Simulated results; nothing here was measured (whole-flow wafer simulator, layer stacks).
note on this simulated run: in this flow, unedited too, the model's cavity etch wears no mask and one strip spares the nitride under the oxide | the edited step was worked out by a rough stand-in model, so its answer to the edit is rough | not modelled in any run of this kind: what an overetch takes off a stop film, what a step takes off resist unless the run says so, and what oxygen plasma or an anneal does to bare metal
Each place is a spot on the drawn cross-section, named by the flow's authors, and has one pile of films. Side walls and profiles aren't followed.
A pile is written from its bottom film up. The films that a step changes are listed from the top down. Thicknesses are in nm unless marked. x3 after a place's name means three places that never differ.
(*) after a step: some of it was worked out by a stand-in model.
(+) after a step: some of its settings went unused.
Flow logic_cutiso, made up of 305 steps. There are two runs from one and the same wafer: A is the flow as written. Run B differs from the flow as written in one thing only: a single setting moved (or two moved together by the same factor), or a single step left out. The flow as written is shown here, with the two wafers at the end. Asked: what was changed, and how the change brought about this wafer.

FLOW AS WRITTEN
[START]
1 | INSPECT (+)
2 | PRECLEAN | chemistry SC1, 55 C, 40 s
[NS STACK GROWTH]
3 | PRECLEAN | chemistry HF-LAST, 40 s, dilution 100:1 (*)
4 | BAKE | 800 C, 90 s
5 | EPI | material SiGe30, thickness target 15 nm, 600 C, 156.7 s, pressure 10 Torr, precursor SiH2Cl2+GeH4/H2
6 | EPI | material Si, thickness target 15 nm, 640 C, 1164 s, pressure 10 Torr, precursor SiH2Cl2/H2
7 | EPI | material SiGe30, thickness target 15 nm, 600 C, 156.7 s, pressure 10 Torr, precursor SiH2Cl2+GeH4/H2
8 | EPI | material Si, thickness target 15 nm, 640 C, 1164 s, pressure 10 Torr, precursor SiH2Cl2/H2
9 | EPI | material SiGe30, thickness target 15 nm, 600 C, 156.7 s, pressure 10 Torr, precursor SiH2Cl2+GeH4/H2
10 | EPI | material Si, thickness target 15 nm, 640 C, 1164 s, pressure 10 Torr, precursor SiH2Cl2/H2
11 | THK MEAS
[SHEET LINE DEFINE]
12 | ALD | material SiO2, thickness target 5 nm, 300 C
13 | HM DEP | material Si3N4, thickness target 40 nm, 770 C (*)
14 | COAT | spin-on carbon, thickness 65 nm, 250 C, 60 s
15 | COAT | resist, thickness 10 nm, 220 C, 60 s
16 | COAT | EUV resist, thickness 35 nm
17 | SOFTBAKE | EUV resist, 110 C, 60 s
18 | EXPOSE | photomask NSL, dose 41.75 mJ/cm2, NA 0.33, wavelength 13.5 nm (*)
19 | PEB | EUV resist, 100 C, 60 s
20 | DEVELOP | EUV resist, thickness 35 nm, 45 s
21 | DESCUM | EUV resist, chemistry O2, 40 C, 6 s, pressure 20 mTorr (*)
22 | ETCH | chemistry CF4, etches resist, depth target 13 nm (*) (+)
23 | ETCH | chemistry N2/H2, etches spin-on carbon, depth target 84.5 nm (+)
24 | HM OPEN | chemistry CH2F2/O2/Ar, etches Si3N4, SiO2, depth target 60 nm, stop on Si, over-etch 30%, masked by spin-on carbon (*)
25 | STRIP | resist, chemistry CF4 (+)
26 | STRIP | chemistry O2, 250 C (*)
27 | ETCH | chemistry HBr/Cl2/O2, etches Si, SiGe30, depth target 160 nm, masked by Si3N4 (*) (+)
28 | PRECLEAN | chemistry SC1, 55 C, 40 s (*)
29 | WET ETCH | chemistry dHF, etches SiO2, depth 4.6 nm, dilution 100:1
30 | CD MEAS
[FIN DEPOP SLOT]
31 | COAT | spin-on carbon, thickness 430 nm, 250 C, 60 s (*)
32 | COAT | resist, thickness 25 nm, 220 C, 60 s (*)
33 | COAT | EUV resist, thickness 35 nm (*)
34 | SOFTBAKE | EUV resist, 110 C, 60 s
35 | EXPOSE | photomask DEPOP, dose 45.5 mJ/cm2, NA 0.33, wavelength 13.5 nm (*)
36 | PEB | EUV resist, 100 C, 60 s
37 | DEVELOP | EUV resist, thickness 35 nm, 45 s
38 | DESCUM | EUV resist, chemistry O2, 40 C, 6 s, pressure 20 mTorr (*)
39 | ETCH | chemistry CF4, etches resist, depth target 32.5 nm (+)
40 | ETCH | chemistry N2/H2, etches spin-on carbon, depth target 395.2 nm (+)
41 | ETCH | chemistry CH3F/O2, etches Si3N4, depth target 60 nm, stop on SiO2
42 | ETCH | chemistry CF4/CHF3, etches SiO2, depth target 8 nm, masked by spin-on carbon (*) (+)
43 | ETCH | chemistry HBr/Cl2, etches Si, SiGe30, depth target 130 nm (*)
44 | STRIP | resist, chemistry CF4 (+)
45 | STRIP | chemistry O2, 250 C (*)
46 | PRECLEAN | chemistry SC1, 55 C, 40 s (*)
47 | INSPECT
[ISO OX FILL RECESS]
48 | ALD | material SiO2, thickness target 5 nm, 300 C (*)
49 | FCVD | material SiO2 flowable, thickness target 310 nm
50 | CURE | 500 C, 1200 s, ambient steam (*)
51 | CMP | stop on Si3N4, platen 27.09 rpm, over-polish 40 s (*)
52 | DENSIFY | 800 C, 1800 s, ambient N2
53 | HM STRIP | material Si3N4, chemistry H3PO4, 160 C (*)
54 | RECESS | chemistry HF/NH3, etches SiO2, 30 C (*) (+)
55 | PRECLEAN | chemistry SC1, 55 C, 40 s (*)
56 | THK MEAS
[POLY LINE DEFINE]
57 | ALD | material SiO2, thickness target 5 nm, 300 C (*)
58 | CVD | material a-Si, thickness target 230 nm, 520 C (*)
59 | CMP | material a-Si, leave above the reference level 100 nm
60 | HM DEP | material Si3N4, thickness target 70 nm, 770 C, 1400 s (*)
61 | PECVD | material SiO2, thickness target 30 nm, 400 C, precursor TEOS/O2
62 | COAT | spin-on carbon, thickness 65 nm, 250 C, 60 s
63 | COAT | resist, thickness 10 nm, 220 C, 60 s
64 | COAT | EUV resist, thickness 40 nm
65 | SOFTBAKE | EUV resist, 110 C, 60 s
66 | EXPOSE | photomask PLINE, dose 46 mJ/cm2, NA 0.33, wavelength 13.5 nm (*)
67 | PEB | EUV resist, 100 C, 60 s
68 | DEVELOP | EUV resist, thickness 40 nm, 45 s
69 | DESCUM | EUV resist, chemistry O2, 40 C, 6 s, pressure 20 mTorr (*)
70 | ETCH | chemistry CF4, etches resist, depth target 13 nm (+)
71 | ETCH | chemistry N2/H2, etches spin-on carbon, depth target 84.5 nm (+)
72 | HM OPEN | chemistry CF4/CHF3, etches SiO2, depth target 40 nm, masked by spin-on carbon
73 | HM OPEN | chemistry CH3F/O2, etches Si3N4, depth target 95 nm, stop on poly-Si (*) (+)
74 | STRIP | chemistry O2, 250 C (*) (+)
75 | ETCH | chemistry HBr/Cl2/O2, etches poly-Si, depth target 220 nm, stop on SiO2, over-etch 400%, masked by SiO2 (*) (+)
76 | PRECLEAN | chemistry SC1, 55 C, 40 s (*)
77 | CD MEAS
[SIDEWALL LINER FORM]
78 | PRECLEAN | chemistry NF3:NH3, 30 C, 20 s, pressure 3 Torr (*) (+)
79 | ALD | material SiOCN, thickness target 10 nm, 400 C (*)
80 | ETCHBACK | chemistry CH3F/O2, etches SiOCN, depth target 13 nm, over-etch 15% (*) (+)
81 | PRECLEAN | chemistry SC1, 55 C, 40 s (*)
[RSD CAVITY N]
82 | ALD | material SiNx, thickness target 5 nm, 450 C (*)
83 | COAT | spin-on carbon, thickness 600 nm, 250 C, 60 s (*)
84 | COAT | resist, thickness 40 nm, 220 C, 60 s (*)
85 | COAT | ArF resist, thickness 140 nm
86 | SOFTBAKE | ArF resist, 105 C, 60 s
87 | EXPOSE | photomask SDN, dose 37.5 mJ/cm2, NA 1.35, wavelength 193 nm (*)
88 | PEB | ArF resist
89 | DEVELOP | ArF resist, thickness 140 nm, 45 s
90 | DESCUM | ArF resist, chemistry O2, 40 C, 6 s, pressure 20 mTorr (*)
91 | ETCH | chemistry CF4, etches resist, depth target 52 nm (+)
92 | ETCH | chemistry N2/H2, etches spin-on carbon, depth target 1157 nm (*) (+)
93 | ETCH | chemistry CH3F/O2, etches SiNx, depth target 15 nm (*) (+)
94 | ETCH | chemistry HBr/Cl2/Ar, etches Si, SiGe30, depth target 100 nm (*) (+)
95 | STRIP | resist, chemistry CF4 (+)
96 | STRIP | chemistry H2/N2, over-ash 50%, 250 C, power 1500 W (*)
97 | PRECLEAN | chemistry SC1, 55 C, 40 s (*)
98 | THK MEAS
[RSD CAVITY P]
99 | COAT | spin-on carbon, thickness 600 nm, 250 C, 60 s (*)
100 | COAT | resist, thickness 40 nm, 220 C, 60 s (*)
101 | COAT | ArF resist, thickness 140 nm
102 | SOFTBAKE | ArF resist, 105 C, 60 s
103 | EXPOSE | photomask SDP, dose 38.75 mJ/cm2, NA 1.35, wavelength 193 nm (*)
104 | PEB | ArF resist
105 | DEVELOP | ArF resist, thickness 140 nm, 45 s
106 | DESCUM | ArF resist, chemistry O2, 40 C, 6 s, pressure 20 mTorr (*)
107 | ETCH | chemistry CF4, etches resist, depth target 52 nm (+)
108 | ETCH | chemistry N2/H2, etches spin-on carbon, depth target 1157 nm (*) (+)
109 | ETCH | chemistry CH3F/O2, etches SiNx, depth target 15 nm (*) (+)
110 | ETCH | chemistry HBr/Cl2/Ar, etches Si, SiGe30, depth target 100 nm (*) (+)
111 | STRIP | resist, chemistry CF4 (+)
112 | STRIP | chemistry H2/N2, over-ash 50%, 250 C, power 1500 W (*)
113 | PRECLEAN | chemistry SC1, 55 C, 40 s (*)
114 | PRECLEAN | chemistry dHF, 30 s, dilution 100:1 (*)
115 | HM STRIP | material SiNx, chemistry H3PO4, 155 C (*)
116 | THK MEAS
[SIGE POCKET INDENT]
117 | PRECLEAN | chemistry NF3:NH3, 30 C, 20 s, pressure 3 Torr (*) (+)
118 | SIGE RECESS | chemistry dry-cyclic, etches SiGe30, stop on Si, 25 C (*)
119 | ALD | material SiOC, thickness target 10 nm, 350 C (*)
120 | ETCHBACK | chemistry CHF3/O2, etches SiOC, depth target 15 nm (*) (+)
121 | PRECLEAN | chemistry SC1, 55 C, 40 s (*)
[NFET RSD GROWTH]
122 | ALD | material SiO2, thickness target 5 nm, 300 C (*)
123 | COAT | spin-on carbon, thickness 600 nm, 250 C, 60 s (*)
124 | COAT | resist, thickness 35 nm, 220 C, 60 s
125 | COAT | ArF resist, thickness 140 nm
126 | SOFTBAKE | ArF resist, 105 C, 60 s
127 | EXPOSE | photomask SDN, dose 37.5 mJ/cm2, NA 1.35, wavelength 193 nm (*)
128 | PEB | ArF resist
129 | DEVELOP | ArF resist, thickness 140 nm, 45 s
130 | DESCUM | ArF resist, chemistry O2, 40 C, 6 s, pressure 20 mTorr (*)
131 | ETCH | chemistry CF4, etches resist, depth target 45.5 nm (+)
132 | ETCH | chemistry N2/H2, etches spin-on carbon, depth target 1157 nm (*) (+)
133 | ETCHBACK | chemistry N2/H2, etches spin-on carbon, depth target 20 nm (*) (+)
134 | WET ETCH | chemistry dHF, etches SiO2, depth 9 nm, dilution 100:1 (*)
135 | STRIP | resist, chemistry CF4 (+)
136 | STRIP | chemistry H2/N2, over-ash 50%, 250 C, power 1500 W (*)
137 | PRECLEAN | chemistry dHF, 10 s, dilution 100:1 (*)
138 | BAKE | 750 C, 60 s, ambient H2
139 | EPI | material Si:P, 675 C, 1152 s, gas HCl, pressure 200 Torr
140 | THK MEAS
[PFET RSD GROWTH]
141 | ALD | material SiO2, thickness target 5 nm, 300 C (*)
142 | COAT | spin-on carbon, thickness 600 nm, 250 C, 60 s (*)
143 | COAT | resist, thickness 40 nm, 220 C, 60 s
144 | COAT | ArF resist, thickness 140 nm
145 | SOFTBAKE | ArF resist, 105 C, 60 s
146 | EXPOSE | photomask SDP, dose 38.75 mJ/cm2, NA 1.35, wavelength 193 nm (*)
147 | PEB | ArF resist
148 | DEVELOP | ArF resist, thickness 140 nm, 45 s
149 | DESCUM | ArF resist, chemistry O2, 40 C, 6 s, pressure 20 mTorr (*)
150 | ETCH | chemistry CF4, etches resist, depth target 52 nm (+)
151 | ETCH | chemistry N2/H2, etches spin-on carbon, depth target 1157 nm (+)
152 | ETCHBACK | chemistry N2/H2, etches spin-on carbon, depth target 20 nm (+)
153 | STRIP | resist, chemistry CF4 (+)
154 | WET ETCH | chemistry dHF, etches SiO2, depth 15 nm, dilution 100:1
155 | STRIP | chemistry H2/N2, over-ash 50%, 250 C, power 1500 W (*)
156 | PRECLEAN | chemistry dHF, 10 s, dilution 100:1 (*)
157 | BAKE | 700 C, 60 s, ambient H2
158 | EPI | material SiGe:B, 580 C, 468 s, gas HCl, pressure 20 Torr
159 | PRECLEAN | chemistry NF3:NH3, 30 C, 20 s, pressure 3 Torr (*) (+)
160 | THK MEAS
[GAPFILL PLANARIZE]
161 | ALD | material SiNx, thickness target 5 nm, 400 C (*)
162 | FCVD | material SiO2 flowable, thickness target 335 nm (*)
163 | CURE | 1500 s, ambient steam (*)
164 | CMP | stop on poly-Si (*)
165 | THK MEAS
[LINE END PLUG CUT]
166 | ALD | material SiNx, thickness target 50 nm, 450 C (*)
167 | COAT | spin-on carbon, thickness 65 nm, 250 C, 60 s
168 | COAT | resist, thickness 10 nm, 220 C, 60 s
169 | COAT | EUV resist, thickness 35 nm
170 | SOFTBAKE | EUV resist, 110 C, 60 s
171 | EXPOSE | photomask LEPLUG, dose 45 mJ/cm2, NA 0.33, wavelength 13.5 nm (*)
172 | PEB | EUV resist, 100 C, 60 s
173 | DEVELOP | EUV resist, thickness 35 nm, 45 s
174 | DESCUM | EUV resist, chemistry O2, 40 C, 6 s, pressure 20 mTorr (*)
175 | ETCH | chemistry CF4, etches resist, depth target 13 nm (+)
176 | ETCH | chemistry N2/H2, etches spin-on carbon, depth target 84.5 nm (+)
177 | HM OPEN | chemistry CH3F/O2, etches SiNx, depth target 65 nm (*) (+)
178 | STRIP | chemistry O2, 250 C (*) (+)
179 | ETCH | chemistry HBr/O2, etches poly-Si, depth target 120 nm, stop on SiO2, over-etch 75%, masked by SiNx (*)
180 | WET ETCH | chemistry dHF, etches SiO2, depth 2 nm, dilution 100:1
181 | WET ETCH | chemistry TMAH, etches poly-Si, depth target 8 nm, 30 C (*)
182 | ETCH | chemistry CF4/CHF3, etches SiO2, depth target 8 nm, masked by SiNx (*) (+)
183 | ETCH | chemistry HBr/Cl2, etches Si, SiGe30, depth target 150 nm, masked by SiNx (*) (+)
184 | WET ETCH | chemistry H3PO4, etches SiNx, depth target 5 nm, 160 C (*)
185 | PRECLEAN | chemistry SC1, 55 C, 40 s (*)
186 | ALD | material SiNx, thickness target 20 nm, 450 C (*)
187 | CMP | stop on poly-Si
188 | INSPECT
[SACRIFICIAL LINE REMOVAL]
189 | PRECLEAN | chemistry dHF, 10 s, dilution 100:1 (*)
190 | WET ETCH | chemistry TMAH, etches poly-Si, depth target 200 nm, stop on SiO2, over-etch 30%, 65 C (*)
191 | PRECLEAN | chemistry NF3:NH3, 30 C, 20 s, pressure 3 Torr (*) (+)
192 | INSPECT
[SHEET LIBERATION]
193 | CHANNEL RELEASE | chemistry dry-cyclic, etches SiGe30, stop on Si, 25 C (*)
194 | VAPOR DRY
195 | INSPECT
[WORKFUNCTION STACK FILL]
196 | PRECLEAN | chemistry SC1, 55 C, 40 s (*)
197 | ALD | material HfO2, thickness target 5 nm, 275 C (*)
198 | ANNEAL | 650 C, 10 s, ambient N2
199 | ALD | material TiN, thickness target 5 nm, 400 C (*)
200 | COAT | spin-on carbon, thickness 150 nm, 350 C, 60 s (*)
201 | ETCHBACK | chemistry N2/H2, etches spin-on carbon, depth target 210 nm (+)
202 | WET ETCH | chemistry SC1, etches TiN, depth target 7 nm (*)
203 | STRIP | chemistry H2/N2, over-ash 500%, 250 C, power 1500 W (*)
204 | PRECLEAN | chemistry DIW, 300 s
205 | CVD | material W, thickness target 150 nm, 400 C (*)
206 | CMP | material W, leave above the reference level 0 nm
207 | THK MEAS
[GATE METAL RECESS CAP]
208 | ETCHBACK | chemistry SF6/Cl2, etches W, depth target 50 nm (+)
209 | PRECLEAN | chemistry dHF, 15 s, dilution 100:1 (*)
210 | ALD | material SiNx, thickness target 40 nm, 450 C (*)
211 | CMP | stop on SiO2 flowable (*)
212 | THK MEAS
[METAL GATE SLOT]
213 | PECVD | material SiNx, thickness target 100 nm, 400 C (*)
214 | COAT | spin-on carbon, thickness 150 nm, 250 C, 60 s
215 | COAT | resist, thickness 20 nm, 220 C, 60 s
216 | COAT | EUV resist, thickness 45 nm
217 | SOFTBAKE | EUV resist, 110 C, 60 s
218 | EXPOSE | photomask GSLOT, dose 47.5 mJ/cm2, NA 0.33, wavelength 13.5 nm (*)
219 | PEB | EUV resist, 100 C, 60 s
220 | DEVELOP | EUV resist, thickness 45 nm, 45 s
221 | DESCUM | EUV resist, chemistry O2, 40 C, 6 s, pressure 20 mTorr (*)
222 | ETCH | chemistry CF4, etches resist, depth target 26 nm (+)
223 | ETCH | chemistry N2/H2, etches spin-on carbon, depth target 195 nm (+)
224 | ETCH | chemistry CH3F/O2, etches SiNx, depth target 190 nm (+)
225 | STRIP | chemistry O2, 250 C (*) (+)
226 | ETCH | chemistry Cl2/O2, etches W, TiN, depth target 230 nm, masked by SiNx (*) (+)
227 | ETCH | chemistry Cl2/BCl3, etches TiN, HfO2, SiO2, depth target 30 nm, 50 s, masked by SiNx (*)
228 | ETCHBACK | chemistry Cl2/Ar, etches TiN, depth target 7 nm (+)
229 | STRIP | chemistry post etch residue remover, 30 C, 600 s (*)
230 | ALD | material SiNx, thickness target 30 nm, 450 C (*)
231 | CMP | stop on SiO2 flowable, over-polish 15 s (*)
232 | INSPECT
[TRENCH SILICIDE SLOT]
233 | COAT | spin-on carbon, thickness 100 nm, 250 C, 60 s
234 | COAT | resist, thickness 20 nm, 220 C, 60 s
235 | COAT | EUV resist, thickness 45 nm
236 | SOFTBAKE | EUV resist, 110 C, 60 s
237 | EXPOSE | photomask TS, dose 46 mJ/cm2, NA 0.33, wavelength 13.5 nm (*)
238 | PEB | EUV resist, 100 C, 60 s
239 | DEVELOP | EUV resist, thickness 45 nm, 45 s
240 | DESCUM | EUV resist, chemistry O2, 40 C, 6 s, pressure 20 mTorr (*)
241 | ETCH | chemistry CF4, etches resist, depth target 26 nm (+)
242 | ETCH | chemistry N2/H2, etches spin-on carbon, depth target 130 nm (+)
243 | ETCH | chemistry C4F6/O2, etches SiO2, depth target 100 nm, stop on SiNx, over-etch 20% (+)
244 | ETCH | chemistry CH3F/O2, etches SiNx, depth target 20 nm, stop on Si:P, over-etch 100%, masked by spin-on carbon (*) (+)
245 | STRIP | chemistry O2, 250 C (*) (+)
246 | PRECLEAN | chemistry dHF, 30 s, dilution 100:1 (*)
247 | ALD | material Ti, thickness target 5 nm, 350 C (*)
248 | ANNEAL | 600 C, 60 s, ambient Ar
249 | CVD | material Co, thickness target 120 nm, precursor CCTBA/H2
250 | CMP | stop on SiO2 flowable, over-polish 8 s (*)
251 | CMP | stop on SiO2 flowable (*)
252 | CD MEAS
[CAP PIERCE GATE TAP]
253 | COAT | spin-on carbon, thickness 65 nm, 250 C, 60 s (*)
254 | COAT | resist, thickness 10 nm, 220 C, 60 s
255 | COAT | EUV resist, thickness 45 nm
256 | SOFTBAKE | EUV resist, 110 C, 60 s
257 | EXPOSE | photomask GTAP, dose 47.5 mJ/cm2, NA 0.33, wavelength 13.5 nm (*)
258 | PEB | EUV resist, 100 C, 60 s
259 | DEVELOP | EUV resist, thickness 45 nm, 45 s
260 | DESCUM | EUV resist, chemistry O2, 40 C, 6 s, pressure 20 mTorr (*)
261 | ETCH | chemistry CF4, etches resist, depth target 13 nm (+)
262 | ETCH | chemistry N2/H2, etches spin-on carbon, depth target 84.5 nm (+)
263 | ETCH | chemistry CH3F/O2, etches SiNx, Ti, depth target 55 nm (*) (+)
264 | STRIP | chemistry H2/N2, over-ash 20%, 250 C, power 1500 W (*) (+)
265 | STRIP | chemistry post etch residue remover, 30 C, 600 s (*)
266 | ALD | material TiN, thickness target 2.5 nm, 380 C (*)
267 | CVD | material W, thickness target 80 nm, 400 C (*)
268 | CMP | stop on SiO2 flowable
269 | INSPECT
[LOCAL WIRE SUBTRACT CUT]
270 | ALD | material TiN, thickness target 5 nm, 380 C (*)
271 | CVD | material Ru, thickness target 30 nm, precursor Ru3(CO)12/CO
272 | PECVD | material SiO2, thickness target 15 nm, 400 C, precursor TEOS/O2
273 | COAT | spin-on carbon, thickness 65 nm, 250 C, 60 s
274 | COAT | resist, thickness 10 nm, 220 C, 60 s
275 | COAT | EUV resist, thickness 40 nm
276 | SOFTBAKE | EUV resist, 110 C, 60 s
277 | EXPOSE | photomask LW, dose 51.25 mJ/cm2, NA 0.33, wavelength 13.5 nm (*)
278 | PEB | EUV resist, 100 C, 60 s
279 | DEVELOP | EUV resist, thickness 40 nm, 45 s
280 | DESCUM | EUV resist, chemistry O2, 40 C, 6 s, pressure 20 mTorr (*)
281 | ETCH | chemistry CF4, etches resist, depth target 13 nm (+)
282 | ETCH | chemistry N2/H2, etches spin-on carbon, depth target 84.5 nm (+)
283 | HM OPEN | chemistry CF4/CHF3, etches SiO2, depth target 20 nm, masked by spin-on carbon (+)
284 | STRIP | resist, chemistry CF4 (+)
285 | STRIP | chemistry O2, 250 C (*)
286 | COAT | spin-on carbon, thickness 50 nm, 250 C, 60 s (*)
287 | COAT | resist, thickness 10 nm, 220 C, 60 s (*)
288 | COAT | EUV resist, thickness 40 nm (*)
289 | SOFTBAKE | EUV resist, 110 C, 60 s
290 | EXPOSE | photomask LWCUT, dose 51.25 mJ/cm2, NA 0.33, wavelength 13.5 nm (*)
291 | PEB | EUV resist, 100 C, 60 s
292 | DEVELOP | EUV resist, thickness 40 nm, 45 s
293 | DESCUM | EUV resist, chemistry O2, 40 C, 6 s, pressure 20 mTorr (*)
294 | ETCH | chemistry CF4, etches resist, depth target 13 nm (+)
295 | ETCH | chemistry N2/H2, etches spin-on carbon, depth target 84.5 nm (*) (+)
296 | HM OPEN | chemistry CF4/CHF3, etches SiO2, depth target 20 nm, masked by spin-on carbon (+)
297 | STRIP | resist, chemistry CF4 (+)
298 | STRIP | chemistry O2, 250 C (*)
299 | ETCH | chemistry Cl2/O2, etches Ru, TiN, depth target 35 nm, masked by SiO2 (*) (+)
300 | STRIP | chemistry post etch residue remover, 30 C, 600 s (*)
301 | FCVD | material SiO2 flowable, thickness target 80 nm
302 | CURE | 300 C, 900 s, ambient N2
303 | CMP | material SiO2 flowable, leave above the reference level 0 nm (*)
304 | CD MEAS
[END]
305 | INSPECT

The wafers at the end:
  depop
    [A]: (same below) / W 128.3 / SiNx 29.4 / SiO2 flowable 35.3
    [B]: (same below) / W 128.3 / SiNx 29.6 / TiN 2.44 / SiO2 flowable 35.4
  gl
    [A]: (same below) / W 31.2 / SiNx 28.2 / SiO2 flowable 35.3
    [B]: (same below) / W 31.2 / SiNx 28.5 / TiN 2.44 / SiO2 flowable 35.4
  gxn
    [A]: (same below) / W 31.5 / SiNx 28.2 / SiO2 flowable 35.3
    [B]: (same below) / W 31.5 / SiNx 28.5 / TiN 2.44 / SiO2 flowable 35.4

The reason: step 270, ALD: thickness target 7.8 nm was run, while the flow as written has thickness target 5 nm.

How this came from the change, step by step:
  270 | ALD | material TiN, thickness target 5 nm, 380 C (*)
      depop, dpovl, gfld and 19 more: A +5 TiN (new film) | B +7.8 TiN (new film)
  299 | ETCH | chemistry Cl2/O2, etches Ru, TiN, depth target 35 nm, masked by SiO2 (*) (+)
      depop, dpovl, gfld and 14 more: A -29.6 Ru (all of it), -5 TiN (all of it) | B -29.6 Ru (all of it), -5.36 TiN
      rsdw: A -29.6 Ru (all of it), -5 TiN (all of it) | B -29.6 Ru (all of it), -5.35 TiN
  301 | FCVD | material SiO2 flowable, thickness target 80 nm
      iso, rsdx: A +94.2 SiO2 flowable | B +94.3 SiO2 flowable (new film)
If metal films that touch count as one body, depop has 2 bodies (between them, from the top down: SiNx 29.6); the flow as written gives 1 body.
If metal films that touch count as one body, gl has 5 bodies (between them, from the top down: SiNx 28.5; HfO2 5 / chemical SiO2 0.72 / Si 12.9 / chemical SiO2 0.8 / HfO2 5; HfO2 5 / chemical SiO2 0.8 / Si 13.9 / chemical SiO2 0.8 / HfO2 5; HfO2 5 / chemical SiO2 0.8 / Si 13.9 / chemical SiO2 0.8 / HfO2 5); the flow as written gives 4 bodies (between them, from the top down: HfO2 5 / chemical SiO2 0.72 / Si 12.9 / chemical SiO2 0.8 / HfO2 5; HfO2 5 / chemical SiO2 0.8 / Si 13.9 / chemical SiO2 0.8 / HfO2 5; HfO2 5 / chemical SiO2 0.8 / Si 13.9 / chemical SiO2 0.8 / HfO2 5).
If metal films that touch count as one body, gxn has 5 bodies (between them, from the top down: SiNx 28.5; HfO2 5 / chemical SiO2 0.72 / Si 12.9 / chemical SiO2 0.8 / HfO2 5; HfO2 5 / chemical SiO2 0.8 / Si 13.9 / chemical SiO2 0.8 / HfO2 5; HfO2 5 / chemical SiO2 0.8 / Si 13.9 / chemical SiO2 0.8 / HfO2 5); the flow as written gives 4 bodies (between them, from the top down: HfO2 5 / chemical SiO2 0.72 / Si 12.9 / chemical SiO2 0.8 / HfO2 5; HfO2 5 / chemical SiO2 0.8 / Si 13.9 / chemical SiO2 0.8 / HfO2 5; HfO2 5 / chemical SiO2 0.8 / Si 13.9 / chemical SiO2 0.8 / HfO2 5).
